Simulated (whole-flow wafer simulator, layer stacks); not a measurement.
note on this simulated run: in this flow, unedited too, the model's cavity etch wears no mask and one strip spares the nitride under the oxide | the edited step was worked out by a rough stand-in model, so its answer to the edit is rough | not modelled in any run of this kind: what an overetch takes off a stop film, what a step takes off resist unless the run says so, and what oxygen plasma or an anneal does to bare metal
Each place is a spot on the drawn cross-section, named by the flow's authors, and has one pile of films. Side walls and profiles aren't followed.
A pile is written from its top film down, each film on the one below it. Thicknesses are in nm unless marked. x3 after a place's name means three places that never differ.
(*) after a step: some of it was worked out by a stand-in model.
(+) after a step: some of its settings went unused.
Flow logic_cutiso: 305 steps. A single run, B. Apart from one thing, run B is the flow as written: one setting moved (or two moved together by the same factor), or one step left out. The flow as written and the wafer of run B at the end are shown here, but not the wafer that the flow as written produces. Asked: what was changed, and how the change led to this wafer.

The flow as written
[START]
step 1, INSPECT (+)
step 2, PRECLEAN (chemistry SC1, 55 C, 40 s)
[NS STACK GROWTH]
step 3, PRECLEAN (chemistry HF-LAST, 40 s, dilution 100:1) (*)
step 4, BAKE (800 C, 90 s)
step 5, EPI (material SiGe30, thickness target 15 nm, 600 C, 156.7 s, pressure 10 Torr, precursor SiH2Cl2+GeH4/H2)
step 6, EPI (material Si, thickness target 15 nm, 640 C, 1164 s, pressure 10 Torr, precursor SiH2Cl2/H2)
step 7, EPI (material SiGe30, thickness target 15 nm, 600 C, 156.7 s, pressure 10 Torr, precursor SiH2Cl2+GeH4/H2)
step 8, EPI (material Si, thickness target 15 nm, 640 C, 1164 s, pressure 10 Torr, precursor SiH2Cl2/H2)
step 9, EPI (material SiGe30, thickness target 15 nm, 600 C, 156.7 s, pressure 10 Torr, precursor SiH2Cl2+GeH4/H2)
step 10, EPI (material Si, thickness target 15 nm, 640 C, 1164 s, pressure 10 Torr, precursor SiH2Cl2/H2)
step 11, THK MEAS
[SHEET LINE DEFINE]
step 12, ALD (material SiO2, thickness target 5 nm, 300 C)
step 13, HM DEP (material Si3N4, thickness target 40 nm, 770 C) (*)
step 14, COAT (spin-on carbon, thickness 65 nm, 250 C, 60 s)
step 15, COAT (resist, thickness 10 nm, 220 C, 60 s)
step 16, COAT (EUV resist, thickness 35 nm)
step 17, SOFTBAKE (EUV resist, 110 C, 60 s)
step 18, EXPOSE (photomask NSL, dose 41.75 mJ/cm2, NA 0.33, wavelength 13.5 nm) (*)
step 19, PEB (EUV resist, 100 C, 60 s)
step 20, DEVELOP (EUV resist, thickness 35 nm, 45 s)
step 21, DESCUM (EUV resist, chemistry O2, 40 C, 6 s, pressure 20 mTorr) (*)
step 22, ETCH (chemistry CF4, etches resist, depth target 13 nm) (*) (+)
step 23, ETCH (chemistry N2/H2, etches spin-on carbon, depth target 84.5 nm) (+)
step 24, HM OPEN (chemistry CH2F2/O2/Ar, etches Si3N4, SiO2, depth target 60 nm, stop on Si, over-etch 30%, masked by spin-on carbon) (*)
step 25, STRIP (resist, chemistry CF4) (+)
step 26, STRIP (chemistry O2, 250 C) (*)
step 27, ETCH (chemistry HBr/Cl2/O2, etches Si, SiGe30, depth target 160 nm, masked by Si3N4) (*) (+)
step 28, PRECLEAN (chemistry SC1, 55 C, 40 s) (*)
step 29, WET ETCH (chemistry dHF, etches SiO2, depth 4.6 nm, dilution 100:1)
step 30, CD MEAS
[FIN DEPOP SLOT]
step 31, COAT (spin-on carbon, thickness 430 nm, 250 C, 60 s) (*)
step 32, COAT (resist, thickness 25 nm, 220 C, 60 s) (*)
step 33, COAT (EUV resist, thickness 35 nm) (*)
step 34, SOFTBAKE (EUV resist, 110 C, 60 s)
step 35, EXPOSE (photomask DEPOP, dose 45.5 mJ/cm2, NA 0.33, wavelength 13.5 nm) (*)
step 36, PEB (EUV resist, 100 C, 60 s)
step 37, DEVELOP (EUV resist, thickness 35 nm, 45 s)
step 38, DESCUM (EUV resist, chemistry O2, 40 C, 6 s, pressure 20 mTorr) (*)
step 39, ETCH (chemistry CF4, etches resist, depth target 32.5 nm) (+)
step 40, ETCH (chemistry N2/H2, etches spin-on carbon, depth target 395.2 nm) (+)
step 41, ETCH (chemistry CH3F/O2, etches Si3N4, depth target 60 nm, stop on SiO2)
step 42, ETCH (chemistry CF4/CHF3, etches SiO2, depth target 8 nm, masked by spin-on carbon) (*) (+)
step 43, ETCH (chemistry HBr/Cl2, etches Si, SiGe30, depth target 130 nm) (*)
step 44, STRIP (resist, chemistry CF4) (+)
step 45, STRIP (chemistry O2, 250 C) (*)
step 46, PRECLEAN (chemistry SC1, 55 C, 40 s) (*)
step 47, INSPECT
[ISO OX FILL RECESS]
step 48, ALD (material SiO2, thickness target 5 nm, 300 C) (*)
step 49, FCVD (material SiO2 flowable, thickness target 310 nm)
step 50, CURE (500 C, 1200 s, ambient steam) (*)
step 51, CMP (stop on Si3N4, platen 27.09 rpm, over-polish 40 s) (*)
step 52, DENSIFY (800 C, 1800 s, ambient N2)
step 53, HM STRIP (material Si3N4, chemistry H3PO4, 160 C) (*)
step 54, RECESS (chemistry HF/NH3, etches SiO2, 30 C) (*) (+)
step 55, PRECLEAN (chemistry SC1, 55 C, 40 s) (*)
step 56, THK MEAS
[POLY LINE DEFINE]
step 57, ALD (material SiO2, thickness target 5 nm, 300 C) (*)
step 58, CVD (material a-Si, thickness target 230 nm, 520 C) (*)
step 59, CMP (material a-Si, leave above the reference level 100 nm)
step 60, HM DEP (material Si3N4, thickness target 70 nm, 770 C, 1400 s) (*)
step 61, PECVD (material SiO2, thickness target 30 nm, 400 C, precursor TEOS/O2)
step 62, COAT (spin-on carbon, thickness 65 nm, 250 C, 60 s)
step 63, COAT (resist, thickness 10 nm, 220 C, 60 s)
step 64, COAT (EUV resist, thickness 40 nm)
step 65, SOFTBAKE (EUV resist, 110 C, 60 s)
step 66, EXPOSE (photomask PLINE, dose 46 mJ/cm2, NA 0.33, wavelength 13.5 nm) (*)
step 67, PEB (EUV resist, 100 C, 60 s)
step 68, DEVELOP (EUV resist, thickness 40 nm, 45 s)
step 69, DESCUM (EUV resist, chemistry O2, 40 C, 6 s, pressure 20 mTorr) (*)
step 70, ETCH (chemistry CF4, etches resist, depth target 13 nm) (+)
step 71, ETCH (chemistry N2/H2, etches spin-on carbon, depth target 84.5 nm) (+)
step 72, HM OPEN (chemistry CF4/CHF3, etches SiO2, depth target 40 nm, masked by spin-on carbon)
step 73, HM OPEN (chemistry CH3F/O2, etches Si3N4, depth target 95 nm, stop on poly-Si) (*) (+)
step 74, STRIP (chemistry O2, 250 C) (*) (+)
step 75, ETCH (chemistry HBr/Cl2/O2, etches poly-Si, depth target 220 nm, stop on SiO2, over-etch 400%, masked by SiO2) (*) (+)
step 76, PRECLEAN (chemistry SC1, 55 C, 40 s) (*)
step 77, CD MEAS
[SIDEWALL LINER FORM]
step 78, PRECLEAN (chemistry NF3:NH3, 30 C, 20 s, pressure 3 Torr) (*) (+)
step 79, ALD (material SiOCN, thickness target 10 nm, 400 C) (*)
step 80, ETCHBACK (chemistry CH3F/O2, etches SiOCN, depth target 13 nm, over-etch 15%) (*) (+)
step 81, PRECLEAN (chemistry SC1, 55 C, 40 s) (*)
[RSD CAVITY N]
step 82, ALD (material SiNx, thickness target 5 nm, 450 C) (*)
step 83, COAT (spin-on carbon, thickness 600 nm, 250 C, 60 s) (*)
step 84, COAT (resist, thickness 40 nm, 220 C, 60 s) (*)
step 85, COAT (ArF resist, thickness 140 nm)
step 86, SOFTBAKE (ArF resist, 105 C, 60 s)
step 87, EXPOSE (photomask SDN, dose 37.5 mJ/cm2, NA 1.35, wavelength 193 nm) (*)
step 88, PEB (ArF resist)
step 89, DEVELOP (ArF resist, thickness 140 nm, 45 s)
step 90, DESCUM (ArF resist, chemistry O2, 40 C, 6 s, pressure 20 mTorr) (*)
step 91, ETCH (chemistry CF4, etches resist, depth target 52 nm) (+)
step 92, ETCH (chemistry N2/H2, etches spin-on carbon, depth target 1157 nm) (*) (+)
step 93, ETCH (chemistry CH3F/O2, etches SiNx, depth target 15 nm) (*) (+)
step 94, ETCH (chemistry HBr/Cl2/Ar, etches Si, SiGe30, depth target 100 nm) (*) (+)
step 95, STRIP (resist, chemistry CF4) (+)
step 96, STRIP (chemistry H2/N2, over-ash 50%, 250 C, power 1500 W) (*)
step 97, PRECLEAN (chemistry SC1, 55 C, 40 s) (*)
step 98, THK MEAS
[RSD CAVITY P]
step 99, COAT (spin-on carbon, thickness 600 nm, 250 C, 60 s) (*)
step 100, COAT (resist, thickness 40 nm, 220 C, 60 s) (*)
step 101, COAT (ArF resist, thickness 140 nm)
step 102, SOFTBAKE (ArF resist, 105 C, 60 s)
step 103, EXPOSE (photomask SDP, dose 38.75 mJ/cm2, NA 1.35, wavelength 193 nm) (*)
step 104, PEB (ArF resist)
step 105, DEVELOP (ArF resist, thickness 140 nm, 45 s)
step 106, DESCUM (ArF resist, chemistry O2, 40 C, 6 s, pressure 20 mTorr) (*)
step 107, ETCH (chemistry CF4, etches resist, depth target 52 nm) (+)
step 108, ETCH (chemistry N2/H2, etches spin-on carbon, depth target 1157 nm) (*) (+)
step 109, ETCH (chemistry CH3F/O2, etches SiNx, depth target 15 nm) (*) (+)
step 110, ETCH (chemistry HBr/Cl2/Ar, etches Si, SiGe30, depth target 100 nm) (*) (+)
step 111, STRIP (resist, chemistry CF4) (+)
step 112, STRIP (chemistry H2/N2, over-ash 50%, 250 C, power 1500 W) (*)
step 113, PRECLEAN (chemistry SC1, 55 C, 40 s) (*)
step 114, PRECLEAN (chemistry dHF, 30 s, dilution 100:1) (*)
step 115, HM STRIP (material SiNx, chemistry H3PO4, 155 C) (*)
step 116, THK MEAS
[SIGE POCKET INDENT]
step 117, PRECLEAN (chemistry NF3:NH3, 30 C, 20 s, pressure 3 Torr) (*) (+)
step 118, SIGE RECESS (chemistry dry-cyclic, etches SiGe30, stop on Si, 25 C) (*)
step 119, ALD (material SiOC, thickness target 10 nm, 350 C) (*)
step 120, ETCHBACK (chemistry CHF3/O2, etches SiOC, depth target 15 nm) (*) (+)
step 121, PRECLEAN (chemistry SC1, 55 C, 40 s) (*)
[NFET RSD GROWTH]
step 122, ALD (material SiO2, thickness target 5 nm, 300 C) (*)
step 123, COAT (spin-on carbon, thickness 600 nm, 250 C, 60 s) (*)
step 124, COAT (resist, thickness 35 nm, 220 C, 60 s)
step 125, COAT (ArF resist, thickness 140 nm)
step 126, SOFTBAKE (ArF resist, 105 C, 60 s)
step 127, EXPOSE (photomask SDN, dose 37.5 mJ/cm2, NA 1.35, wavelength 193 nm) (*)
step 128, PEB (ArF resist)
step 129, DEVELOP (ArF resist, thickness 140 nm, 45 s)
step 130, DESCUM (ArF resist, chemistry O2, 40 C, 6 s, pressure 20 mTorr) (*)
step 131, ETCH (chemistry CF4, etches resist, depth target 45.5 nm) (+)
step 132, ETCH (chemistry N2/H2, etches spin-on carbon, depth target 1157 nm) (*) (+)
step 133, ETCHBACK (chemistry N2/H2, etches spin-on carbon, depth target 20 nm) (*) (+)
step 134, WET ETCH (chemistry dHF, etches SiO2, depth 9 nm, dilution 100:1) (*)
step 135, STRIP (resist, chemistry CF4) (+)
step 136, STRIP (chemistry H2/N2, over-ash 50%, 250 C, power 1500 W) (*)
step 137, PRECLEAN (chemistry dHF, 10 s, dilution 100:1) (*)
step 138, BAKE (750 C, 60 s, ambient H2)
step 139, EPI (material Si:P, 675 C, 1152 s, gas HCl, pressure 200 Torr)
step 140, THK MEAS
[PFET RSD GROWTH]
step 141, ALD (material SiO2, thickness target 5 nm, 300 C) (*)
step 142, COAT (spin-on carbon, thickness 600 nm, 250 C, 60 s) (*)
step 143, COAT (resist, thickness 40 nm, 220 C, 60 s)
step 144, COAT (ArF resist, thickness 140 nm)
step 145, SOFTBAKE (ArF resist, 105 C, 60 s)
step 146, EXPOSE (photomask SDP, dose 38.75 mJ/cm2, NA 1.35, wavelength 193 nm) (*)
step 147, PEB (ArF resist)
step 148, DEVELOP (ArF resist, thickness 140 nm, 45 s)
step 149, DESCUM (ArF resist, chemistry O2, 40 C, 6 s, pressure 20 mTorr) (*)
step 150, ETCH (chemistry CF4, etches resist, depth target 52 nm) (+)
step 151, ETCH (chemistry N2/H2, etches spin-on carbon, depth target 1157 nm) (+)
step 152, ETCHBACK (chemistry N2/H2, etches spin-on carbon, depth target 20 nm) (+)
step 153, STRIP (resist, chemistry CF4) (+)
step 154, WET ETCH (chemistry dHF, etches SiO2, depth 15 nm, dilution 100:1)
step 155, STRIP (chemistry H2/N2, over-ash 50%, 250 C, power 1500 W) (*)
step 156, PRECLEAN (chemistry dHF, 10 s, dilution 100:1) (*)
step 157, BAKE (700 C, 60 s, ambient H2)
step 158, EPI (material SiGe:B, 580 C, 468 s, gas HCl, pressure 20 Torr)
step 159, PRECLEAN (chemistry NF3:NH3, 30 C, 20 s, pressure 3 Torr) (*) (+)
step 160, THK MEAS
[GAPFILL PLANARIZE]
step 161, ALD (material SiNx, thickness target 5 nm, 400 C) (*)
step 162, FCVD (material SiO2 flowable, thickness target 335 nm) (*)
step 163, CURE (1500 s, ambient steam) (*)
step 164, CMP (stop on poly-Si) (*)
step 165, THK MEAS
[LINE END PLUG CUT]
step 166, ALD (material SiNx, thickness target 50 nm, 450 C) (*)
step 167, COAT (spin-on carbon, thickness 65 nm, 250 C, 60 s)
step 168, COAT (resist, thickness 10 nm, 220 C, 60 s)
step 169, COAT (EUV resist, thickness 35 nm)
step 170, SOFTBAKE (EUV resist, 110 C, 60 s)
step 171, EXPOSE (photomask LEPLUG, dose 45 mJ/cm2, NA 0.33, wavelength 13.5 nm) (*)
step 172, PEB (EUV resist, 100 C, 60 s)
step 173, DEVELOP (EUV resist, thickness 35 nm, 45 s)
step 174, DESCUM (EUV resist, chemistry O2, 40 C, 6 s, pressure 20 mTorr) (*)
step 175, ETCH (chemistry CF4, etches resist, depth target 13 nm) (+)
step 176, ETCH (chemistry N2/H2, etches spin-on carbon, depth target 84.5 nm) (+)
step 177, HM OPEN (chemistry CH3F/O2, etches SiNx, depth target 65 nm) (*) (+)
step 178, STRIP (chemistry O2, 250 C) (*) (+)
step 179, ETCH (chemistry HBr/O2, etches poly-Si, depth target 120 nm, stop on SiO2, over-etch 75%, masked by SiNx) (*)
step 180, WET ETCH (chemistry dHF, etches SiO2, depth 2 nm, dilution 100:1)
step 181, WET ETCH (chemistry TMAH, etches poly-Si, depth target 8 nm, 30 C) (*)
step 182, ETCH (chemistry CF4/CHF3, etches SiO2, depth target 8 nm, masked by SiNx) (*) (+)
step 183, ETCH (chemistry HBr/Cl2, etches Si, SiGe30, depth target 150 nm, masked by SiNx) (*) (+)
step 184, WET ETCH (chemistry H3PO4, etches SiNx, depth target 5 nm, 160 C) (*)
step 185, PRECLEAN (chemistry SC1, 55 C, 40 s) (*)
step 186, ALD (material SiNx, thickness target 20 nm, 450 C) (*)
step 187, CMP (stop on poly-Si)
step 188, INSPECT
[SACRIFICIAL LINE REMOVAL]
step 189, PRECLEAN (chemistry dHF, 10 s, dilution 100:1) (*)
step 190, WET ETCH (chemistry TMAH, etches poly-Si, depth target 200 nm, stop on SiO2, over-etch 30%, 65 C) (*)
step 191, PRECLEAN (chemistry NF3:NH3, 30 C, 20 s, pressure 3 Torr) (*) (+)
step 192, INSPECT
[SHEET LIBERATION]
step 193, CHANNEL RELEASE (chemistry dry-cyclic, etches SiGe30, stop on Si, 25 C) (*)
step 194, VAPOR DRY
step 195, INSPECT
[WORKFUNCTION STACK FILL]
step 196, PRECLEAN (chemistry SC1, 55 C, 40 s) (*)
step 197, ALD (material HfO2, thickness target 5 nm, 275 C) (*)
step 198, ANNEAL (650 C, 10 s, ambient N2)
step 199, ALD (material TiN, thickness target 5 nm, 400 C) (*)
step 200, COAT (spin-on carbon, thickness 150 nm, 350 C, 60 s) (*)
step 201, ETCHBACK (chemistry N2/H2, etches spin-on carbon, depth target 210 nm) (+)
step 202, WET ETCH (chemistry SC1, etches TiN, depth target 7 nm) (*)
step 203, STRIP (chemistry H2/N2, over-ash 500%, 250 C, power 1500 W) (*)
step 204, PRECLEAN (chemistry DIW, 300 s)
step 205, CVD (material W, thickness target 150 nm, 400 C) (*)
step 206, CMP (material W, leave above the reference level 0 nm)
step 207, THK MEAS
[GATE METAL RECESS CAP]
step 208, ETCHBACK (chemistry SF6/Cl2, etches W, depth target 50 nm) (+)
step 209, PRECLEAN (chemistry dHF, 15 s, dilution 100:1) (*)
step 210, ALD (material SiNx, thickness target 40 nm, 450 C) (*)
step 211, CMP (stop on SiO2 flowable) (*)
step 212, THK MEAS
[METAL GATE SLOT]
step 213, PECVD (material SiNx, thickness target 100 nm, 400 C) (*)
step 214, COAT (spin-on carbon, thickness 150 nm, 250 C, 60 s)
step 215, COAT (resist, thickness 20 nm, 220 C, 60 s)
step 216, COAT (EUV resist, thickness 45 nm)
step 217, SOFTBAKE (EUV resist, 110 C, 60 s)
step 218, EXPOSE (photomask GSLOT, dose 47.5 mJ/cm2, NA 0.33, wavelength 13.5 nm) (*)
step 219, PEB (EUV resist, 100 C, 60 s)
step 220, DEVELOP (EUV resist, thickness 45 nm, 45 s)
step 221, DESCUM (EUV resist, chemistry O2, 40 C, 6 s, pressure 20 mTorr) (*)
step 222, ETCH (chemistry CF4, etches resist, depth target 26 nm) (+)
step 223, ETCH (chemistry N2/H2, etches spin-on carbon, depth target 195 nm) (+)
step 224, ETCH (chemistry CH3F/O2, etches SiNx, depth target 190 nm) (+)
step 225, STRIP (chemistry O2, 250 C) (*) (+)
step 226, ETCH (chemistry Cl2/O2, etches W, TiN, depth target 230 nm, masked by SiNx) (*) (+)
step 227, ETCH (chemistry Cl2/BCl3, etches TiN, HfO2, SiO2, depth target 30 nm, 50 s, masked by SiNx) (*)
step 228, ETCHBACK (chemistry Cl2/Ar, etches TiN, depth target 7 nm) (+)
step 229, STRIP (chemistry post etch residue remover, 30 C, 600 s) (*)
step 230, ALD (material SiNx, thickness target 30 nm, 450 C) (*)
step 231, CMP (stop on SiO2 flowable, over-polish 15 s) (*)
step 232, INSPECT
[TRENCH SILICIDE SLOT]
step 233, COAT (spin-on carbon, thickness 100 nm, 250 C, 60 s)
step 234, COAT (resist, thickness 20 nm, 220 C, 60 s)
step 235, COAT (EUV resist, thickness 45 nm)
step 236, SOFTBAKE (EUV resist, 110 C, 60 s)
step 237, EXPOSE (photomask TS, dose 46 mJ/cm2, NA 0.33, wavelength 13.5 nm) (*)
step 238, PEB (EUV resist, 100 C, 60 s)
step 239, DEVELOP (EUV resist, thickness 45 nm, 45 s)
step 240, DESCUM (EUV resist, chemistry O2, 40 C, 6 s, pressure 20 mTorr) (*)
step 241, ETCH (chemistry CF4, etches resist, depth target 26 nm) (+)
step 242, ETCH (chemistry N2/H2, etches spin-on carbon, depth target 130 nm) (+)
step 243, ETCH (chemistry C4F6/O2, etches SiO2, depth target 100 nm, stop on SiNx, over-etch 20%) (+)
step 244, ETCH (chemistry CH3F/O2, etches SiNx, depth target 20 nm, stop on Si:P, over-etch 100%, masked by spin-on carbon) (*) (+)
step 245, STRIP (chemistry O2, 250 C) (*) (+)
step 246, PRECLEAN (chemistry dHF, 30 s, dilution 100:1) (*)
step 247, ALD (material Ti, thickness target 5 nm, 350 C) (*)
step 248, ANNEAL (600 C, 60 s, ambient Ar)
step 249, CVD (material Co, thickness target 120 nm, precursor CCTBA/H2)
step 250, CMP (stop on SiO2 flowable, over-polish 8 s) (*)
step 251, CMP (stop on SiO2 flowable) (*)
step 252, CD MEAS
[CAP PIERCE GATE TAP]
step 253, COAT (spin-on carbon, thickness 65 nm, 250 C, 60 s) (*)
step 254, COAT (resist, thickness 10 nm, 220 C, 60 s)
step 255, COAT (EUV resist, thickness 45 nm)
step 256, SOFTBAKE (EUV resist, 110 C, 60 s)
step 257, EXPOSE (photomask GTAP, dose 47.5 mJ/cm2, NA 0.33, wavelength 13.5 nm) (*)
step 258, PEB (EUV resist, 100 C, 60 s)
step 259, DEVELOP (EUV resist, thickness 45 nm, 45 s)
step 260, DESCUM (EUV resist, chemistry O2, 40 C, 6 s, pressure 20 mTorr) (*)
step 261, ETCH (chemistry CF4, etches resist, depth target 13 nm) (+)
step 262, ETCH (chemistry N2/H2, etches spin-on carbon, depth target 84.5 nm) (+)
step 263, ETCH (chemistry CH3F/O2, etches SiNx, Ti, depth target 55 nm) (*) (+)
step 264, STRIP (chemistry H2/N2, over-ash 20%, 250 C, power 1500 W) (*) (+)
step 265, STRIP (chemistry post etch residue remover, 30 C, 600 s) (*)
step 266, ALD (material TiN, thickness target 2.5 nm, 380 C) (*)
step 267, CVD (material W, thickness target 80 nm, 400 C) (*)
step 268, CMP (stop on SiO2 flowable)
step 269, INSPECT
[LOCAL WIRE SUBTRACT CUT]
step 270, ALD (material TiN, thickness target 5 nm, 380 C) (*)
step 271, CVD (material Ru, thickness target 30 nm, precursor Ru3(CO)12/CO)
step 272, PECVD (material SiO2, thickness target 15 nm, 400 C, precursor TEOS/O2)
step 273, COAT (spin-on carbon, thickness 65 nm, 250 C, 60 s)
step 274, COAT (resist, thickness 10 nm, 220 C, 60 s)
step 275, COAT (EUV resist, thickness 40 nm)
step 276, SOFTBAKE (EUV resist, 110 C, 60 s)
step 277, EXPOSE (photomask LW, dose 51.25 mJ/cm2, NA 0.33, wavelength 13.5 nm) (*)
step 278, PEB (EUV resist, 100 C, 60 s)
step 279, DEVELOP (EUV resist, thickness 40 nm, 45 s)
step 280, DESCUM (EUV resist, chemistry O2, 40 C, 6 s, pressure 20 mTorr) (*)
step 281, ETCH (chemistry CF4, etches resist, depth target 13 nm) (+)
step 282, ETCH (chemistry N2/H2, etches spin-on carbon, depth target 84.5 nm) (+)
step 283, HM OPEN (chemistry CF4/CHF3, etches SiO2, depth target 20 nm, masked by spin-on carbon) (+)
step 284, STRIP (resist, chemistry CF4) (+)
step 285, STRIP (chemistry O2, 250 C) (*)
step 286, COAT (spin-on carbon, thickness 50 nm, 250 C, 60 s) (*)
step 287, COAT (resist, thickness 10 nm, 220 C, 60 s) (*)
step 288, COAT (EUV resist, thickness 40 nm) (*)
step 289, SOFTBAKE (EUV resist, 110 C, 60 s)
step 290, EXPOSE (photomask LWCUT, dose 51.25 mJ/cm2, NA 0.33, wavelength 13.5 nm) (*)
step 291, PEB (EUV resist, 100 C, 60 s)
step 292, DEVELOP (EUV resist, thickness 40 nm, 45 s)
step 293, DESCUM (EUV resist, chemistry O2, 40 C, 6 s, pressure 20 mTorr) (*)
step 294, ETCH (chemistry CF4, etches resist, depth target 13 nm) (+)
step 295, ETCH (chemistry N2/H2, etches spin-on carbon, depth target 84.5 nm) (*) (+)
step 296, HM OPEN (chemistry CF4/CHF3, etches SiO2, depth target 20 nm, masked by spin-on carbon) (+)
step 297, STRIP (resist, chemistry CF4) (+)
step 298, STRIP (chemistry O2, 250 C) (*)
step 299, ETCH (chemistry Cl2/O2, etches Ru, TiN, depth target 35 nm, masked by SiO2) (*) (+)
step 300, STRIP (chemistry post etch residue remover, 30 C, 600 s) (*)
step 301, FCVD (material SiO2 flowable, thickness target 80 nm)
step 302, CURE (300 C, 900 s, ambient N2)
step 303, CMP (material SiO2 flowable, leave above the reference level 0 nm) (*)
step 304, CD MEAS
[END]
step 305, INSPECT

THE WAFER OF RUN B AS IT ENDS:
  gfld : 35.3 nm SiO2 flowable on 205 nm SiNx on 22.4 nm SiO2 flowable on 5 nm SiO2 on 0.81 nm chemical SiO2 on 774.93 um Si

What caused this: step 227, ETCH: depth target 46.5 nm was run, whereas the flow has depth target 30 nm.

The path from the change to this, step by step:
  step 227, ETCH (chemistry Cl2/BCl3, etches TiN, HfO2, SiO2, depth target 30 nm, 50 s, masked by SiNx) (*)
      gfld: -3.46 HfO2 (all of it), -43 SiO2 flowable (it would be, as written: -3.46 HfO2 (all of it), -26.5 SiO2 flowable)
  step 230, ALD (material SiNx, thickness target 30 nm, 450 C) (*)
      gfld: +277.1 SiNx (new film) (it would be, as written: +260.6 SiNx (new film))
